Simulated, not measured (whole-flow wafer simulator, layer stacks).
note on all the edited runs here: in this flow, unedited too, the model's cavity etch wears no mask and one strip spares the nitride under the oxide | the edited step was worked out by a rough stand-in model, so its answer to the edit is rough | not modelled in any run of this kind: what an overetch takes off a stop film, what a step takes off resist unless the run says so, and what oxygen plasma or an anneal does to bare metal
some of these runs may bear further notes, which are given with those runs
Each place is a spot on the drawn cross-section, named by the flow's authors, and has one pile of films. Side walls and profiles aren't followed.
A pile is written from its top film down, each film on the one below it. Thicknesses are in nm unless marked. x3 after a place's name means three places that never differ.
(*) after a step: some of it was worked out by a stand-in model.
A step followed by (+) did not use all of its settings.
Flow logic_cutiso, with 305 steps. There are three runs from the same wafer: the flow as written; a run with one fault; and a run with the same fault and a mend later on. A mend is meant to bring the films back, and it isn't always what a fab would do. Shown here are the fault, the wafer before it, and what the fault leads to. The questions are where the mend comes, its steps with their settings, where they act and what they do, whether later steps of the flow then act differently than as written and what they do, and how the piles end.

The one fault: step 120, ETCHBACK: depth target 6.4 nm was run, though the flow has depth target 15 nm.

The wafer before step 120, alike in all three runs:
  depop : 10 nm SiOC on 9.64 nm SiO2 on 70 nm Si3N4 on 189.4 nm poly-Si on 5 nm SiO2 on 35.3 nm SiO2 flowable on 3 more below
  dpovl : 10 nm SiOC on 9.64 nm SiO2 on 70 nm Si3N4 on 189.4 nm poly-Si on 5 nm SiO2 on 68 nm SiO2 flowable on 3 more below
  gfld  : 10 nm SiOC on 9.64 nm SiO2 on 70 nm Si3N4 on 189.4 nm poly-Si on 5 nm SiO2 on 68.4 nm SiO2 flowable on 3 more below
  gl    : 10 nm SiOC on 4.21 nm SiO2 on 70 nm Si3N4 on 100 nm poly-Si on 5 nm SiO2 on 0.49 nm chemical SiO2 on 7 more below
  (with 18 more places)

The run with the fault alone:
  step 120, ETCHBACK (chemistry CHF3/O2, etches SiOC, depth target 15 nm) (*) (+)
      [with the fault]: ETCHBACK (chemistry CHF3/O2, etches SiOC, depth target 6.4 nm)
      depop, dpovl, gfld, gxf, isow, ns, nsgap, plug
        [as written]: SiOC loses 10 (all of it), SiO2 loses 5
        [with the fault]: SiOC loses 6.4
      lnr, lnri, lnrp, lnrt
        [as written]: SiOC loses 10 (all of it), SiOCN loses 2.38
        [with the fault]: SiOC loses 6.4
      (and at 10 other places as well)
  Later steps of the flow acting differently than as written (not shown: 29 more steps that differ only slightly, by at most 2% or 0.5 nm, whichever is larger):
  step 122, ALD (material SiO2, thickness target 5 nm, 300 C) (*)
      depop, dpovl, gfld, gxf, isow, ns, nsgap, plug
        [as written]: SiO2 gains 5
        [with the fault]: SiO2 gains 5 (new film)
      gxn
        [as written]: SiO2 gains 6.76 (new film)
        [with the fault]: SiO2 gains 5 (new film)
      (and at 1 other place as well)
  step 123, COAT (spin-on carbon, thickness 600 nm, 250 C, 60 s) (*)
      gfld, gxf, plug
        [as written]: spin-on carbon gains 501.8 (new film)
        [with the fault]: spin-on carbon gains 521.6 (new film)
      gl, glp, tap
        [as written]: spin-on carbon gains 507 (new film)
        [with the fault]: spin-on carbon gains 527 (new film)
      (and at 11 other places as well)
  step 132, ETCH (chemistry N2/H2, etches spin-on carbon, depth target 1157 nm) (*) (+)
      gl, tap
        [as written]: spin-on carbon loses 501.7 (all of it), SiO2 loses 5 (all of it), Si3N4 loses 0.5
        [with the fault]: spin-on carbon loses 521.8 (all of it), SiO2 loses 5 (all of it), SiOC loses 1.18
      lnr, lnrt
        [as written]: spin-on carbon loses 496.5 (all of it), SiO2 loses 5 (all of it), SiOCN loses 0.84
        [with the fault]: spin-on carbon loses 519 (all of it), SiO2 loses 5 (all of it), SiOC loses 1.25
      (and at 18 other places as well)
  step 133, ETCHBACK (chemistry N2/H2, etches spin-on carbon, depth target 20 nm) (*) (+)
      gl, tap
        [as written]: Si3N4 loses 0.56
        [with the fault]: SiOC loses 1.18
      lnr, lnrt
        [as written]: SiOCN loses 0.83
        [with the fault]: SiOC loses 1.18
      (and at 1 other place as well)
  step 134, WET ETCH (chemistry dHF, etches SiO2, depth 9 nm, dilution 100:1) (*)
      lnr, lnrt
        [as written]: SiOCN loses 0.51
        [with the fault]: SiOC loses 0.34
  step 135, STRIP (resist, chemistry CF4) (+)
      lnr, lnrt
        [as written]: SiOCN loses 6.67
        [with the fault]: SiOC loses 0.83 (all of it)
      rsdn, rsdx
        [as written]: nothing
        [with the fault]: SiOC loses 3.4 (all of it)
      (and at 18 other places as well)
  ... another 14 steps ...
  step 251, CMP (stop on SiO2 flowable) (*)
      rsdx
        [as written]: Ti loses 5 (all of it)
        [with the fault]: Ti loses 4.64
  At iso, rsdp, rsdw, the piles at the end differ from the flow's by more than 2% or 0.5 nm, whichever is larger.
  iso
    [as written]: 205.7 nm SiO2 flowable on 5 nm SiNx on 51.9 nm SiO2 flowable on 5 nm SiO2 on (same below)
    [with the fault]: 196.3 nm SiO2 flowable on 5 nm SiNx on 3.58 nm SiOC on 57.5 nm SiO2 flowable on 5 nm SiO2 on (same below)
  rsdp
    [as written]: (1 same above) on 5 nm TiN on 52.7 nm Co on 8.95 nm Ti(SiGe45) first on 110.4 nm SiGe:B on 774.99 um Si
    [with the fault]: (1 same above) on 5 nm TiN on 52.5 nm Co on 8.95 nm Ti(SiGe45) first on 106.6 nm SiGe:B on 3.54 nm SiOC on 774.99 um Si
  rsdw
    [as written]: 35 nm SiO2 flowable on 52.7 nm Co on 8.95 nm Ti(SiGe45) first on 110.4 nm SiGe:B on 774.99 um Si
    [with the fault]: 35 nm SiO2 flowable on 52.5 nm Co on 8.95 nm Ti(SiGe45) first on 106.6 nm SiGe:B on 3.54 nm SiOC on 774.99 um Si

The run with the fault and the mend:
  The mend stands after step 120.
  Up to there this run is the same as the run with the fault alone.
  step 120a, ETCHBACK (chemistry CHF3/O2, etches SiOC, depth target 8.6 nm) (*) (+) (the flow's step 120 again, with other settings)
      depop, dpovl, gfld, gxf, isow, ns, nsgap, plug
        SiOC loses 3.6 (all of it), SiO2 loses 5
      lnr, lnri, lnrp, lnrt
        SiOC loses 3.6 (all of it), SiOCN loses 2.38
      rsdn, rsdp, rsdw, rsdx
        SiOC loses 3.6 (all of it)
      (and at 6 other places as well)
  Every later step of the flow that is run acts as written, at every place that is followed, to within 2% or 0.5 nm, whichever is larger.
  At every place that both follow, the piles at the end match the flow's.
